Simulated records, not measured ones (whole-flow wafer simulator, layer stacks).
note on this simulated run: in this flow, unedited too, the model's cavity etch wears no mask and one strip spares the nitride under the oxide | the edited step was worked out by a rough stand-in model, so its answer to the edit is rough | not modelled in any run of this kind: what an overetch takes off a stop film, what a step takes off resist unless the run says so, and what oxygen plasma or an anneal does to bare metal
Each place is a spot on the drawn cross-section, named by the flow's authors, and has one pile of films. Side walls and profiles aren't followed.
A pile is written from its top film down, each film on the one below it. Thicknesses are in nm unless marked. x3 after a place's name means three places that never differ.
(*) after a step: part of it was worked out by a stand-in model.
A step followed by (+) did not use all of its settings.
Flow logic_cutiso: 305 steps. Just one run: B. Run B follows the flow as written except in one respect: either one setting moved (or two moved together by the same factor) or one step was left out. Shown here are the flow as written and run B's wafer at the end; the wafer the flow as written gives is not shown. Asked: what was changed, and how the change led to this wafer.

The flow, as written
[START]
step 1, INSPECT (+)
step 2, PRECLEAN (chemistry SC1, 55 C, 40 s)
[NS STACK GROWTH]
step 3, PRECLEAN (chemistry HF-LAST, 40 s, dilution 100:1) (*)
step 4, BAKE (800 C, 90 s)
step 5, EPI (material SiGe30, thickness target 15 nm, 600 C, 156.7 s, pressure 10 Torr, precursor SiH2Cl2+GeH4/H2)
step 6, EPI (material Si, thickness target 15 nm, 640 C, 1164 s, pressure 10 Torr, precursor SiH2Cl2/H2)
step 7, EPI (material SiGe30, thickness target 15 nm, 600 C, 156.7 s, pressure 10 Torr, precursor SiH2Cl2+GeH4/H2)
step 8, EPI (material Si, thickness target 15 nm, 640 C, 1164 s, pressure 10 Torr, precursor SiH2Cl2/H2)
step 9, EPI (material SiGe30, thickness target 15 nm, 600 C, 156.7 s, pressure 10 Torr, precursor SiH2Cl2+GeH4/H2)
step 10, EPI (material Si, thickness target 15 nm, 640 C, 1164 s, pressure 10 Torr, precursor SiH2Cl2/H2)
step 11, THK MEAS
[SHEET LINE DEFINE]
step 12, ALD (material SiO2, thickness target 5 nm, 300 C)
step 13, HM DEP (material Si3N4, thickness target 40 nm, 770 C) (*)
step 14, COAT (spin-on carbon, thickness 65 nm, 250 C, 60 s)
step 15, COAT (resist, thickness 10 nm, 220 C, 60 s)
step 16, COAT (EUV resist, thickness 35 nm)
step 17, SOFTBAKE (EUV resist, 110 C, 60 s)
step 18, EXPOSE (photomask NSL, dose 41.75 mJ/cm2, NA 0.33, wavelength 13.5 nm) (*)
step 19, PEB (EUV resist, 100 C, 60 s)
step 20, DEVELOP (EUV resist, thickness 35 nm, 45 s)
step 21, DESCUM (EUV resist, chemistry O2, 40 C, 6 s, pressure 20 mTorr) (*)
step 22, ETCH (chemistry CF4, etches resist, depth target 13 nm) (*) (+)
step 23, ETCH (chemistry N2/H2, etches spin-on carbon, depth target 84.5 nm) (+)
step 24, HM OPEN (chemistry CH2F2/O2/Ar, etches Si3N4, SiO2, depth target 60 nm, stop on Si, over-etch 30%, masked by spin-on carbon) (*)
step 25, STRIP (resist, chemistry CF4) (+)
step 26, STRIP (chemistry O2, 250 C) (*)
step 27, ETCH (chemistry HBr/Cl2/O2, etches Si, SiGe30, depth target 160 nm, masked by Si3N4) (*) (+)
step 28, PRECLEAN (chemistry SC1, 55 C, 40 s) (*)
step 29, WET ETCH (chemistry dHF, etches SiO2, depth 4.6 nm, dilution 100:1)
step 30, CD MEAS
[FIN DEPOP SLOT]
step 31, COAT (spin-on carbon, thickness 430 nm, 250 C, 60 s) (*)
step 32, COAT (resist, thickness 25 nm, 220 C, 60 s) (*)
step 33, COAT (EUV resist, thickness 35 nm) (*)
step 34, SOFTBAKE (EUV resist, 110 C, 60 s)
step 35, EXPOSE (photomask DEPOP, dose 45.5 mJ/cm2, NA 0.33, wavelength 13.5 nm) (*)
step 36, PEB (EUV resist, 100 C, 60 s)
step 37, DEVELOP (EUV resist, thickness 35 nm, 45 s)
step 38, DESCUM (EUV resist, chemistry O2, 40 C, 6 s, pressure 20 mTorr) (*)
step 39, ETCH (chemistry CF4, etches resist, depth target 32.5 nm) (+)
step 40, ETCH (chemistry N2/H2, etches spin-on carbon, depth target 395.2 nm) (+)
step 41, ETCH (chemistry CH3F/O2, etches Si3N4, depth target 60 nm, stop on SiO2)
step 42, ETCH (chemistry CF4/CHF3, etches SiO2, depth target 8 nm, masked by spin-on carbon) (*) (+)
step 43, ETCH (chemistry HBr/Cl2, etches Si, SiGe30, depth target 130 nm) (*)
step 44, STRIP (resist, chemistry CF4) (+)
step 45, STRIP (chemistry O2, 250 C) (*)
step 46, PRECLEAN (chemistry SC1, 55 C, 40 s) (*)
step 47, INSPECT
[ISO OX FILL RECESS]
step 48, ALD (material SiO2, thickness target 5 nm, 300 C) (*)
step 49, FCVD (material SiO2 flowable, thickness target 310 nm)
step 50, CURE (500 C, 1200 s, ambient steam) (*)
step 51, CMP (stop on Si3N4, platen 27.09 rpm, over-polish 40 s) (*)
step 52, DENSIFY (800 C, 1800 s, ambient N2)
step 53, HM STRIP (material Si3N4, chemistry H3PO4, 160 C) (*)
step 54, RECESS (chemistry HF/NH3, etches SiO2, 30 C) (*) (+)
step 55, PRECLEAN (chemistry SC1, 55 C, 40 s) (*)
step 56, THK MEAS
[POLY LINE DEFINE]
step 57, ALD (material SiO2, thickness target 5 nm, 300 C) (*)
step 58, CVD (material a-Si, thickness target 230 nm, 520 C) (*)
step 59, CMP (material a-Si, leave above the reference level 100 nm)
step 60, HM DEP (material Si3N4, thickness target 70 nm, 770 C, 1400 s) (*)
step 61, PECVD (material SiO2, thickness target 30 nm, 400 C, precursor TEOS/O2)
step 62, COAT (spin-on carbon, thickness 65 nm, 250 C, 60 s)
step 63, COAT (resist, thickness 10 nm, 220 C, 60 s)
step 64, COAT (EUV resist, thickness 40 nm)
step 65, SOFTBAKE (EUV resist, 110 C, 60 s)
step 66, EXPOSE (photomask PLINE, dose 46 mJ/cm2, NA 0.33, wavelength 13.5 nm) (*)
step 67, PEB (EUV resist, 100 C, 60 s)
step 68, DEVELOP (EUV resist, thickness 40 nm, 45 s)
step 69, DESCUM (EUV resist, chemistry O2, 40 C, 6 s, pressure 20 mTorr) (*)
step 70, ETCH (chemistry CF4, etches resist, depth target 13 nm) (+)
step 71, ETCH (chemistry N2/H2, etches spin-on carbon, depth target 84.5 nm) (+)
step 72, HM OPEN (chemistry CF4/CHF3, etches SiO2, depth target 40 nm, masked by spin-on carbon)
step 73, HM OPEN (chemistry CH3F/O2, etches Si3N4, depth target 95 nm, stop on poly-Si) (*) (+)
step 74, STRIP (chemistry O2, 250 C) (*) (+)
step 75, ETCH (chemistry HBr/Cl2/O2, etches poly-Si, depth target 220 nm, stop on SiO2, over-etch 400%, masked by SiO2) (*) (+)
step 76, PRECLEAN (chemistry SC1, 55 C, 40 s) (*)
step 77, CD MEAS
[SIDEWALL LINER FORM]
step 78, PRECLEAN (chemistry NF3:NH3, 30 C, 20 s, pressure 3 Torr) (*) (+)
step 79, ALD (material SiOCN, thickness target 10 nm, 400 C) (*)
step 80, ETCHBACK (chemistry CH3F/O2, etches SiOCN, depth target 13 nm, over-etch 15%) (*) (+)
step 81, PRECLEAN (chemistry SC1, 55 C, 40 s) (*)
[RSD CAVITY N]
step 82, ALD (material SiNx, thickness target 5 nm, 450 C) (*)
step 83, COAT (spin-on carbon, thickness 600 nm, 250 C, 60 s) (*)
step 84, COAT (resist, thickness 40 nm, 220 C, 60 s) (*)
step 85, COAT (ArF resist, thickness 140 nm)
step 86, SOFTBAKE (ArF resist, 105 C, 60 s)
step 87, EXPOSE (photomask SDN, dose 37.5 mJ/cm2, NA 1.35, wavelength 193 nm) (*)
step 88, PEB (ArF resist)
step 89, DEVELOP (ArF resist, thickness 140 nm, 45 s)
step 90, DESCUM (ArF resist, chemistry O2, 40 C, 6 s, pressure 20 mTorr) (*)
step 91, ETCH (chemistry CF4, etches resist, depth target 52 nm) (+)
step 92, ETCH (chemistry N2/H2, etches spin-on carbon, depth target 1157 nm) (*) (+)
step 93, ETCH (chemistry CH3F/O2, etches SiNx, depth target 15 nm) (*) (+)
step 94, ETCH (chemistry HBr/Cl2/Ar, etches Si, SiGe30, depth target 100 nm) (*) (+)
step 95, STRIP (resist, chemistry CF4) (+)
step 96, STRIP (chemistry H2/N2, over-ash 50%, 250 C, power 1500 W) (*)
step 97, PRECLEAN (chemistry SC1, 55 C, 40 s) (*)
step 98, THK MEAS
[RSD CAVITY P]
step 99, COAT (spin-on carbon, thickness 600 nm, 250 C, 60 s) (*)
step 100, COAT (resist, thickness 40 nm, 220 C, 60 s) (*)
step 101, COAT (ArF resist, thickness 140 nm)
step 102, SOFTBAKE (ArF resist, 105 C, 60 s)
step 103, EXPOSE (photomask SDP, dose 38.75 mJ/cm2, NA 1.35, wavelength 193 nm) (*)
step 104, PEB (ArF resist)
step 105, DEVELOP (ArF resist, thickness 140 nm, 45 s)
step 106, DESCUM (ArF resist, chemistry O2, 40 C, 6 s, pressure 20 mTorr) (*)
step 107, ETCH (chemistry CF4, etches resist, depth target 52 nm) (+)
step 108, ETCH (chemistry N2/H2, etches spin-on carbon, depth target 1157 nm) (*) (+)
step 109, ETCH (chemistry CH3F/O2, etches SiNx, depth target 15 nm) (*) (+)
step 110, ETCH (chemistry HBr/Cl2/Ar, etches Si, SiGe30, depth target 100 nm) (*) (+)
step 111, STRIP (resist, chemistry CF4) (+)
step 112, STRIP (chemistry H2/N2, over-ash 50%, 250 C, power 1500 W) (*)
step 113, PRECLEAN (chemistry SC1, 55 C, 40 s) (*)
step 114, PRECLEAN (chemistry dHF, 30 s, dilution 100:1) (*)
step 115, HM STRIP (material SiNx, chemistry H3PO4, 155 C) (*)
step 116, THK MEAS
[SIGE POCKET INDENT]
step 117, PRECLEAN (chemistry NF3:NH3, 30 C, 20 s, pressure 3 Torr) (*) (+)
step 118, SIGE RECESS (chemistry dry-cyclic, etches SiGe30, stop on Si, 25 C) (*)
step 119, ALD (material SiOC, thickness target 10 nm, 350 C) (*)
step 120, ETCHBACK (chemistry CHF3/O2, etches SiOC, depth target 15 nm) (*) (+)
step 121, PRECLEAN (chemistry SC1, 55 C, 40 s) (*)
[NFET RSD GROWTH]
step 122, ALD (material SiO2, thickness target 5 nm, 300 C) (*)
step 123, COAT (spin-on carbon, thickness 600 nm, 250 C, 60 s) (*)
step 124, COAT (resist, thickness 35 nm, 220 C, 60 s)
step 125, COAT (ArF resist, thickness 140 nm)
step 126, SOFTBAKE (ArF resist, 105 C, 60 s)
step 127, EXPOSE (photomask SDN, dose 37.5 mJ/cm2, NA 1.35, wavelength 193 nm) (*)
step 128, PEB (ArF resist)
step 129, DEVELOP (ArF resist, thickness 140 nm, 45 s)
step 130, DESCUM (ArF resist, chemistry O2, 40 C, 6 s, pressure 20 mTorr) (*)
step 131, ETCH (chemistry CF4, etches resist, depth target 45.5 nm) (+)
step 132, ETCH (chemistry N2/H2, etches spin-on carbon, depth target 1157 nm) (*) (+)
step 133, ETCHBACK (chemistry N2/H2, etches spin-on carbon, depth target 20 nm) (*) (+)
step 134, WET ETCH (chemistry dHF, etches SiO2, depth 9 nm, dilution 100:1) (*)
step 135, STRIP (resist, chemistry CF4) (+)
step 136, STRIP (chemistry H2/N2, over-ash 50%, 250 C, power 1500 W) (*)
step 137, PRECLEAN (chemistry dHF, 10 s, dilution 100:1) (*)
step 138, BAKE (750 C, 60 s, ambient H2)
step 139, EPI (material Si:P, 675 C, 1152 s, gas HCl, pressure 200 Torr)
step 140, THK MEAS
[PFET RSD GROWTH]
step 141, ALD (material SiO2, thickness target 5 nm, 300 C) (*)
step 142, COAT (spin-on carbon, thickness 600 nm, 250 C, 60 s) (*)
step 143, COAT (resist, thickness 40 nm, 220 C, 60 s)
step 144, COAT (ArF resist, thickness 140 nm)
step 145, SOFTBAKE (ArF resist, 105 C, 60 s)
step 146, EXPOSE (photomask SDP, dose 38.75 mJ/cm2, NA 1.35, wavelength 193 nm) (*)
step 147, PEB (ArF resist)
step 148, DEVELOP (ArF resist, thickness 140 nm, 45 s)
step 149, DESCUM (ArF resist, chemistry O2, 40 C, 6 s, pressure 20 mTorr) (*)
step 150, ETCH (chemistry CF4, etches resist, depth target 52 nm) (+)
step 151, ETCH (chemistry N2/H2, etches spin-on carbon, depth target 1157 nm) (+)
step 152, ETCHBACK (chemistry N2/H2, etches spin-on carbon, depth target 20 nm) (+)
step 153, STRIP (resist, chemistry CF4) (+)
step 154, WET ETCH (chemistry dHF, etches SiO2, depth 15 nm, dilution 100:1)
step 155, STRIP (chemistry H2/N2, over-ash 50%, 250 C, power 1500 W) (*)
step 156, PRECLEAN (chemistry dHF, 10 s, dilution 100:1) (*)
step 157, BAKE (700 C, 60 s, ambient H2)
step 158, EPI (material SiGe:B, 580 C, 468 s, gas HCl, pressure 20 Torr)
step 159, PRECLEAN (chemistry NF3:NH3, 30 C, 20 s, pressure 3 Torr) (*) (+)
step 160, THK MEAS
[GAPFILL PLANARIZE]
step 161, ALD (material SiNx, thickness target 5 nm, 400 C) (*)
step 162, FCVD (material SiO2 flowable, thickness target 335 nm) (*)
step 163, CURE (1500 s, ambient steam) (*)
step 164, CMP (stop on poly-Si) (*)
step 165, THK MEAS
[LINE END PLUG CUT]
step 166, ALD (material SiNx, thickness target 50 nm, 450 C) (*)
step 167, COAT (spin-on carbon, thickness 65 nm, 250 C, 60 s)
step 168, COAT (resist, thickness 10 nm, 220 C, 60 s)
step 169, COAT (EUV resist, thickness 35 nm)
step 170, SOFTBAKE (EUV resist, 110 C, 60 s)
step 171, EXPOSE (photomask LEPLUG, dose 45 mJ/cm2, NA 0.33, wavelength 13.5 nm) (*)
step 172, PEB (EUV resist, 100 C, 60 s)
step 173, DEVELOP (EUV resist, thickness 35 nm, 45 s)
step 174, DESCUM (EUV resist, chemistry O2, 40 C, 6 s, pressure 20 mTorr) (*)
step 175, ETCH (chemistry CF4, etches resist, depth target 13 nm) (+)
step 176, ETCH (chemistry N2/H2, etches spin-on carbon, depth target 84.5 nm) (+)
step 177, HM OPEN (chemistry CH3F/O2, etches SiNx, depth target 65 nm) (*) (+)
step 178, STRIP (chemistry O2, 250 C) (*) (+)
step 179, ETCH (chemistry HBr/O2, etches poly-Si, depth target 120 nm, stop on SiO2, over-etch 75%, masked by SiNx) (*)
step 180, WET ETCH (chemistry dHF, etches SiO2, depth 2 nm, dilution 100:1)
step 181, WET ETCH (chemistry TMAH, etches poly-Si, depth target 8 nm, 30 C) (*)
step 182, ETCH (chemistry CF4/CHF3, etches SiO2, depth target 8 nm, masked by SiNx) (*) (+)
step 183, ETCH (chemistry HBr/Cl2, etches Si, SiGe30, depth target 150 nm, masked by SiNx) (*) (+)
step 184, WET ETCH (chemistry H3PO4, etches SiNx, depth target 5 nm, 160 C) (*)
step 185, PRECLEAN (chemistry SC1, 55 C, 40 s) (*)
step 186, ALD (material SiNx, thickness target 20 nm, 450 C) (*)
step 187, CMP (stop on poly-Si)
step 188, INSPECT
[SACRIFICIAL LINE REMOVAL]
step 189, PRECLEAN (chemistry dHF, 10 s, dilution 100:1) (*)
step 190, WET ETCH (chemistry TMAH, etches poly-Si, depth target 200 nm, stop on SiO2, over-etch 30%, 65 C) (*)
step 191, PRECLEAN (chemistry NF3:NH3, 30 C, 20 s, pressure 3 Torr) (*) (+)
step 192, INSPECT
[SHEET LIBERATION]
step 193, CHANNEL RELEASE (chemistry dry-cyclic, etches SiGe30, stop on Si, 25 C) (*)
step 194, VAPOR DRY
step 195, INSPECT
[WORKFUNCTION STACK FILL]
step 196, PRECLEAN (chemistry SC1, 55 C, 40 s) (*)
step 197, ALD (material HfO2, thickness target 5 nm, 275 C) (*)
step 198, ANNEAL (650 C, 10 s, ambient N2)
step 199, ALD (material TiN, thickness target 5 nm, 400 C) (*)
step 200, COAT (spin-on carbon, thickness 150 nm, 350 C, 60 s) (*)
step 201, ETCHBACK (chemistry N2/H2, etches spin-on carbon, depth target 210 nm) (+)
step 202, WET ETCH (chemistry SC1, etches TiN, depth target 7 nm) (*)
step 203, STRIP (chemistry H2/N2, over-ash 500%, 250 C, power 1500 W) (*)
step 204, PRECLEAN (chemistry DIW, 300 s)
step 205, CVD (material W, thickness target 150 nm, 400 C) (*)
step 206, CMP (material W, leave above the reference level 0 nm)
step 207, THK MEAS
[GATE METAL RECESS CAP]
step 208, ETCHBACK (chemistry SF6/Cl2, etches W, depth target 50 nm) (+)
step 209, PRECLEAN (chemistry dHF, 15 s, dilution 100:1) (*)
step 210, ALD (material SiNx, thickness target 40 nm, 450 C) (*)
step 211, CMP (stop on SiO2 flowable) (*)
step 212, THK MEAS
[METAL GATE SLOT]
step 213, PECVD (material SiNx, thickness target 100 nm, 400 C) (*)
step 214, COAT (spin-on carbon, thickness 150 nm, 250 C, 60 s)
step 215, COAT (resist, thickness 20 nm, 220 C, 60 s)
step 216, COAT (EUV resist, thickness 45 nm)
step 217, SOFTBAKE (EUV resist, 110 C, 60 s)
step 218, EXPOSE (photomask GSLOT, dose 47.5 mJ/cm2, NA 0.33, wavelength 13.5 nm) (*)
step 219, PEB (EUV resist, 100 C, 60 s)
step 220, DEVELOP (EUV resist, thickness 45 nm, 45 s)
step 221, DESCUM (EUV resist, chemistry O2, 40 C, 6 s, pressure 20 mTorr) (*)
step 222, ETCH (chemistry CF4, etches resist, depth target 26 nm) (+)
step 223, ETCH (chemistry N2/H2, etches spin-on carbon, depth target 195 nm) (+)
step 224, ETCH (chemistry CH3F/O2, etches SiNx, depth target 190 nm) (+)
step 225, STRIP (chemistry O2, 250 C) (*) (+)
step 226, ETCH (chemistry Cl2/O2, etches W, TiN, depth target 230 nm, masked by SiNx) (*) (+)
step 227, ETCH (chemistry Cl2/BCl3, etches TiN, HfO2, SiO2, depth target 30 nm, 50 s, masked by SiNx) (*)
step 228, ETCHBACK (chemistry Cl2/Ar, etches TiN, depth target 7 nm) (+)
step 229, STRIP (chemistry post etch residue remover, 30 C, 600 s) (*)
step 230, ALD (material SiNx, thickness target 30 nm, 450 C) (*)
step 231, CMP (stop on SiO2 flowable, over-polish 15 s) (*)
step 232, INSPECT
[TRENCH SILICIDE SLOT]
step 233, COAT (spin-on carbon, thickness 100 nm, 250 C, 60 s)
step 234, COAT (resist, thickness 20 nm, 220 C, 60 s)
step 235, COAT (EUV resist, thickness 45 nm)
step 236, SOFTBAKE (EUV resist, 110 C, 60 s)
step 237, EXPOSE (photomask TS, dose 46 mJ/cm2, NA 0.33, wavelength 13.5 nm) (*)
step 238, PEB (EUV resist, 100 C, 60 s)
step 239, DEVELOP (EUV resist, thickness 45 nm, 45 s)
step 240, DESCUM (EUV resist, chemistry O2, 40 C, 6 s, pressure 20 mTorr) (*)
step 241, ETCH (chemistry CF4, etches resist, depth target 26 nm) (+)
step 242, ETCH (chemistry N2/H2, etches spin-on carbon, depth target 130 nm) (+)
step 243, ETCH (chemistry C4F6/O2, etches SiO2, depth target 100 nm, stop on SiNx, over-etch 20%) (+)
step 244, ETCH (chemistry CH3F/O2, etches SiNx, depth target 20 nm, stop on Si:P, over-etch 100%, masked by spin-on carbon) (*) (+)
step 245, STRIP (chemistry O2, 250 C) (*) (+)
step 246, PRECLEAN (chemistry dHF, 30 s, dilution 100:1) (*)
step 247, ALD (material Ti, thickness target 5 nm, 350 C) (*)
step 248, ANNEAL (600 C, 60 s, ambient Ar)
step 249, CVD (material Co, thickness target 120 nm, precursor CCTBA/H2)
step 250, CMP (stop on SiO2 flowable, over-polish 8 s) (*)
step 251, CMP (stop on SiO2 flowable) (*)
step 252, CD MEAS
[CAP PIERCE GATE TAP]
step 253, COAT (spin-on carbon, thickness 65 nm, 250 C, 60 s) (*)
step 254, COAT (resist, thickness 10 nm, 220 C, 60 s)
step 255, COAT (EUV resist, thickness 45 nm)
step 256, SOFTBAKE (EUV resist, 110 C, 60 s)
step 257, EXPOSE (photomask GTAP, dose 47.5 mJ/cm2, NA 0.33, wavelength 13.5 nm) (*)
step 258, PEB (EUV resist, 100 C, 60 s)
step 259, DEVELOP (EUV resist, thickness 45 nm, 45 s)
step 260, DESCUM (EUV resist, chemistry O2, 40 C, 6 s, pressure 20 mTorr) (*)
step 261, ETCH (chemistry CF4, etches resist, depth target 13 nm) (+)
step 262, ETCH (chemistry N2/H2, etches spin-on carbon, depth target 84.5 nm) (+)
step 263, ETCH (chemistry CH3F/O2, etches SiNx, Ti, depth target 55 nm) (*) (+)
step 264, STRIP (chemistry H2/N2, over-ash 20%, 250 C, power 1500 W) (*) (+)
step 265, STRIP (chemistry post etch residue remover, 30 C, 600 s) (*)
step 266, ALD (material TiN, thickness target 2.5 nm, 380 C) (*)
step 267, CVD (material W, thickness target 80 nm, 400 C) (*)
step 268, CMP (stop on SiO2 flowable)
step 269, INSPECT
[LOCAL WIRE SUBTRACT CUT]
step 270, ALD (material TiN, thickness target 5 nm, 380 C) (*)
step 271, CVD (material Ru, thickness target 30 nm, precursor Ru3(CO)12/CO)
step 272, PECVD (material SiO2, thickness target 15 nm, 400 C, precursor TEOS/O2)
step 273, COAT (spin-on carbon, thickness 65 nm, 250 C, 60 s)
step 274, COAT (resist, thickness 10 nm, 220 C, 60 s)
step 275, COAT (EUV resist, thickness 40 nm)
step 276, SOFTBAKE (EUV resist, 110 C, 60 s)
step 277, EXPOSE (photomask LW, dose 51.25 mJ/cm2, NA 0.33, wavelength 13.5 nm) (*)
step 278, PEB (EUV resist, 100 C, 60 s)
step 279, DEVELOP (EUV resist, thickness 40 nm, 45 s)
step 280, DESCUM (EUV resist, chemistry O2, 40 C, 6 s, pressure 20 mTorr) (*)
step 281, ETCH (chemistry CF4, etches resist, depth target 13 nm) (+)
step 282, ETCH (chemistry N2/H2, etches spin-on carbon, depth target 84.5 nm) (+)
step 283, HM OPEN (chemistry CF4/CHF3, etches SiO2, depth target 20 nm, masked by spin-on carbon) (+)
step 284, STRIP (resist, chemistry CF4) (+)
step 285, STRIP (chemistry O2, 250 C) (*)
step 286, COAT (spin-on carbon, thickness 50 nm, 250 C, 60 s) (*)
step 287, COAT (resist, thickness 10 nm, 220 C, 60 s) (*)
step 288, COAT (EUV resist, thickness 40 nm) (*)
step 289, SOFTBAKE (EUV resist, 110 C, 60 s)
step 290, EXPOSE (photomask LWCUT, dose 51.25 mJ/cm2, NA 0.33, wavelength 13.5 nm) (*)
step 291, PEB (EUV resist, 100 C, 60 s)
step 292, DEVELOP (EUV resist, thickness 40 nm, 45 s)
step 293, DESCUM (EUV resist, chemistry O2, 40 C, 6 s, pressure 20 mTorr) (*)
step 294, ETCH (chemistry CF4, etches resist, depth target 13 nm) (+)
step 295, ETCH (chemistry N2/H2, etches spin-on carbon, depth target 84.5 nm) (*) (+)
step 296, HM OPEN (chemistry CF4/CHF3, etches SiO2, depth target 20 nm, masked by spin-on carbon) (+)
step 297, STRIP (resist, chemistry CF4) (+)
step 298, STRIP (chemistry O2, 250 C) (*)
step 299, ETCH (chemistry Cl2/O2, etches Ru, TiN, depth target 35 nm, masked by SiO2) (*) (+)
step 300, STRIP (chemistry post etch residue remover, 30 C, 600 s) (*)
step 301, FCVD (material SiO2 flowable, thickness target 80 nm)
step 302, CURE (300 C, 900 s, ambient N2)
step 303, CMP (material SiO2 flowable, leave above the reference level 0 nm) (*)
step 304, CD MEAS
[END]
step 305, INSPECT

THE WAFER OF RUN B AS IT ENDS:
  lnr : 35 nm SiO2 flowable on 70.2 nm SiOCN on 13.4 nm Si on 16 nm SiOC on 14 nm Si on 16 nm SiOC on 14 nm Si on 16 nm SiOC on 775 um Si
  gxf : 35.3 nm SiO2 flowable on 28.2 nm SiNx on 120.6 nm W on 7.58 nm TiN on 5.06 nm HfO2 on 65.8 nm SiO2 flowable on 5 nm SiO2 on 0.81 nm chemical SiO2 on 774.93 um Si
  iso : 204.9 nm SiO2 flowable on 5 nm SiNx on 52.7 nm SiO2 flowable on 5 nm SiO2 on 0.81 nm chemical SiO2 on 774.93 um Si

The reason: step 75, ETCH: over-etch 340% was run, while the flow as written has over-etch 400%.

The path from the change to this, step by step:
  step 75, ETCH (chemistry HBr/Cl2/O2, etches poly-Si, depth target 220 nm, stop on SiO2, over-etch 400%, masked by SiO2) (*) (+)
      lnr, lnrp, lnrt, rsdn, rsdp, rsdw, rsdx: -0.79 chemical SiO2 (all of it), -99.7 poly-Si (all of it), -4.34 SiO2 (as written it would have been: -0.79 chemical SiO2 (all of it), -99.7 poly-Si (all of it), -5 SiO2 (all of it))
      depop, dpovl, gfld and 10 more: -9.01 SiO2 (as written it would have been: -9.58 SiO2)
      (also at 2 further places)
  step 78, PRECLEAN (chemistry NF3:NH3, 30 C, 20 s, pressure 3 Torr) (*) (+)
      lnr, lnrp, lnrt, rsdn, rsdp, rsdw, rsdx: -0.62 SiO2 (all of it), -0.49 chemical SiO2 (all of it) (as written it would have been: -0.52 chemical SiO2 (all of it))
      iso, lnri: -1.06 SiO2 (all of it), -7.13 SiO2 flowable (as written it would have been: -0.41 SiO2 (all of it), -7.89 SiO2 flowable)
  step 120, ETCHBACK (chemistry CHF3/O2, etches SiOC, depth target 15 nm) (*) (+)
      gxn: -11 SiOC (all of it), -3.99 SiO2 (as written it would have been: -11 SiOC (all of it), -4.21 SiO2 (all of it))
      gxp: -11 SiOC (all of it), -4.02 SiO2 (as written it would have been: -11 SiOC (all of it), -4.25 SiO2 (all of it))
      (also at 3 further places)
  step 122, ALD (material SiO2, thickness target 5 nm, 300 C) (*)
      gxn: +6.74 SiO2 (as written it would have been: +6.76 SiO2 (new film))
      gxp: +6.73 SiO2 (as written it would have been: +6.75 SiO2 (new film))
  step 133, ETCHBACK (chemistry N2/H2, etches spin-on carbon, depth target 20 nm) (*) (+)
      gxn: -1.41 SiO2 (all of it) (as written it would have been: -0.7 SiO2 (all of it), -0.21 Si3N4)
  step 153, STRIP (resist, chemistry CF4) (+)
      gxp: -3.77 SiO2 (all of it) (as written it would have been: -3.06 SiO2 (all of it))
  step 164, CMP (stop on poly-Si) (*)
      depop, dpovl, isow, ns, nsgap: -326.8 SiO2 flowable (all of it), -5 SiNx (all of it), -4.69 SiO2 (all of it), -70 Si3N4 (all of it) (as written it would have been: -326.8 SiO2 flowable (all of it), -5 SiNx (all of it), -4.13 SiO2 (all of it), -70 Si3N4 (all of it))
      gfld, gxf, plug: -251.7 SiO2 flowable (all of it), -5 SiNx (all of it), -4.69 SiO2 (all of it), -70 Si3N4 (all of it) (as written it would have been: -251.9 SiO2 flowable (all of it), -5 SiNx (all of it), -4.13 SiO2 (all of it), -70 Si3N4 (all of it))
  step 197, ALD (material HfO2, thickness target 5 nm, 275 C) (*)
      gxf: +5.06 HfO2 (new film) (as written it would have been: +7.7 HfO2 (new film))
  step 199, ALD (material TiN, thickness target 5 nm, 400 C) (*)
      gxf: +7.58 TiN (new film) (as written it would have been: +5 TiN (new film))
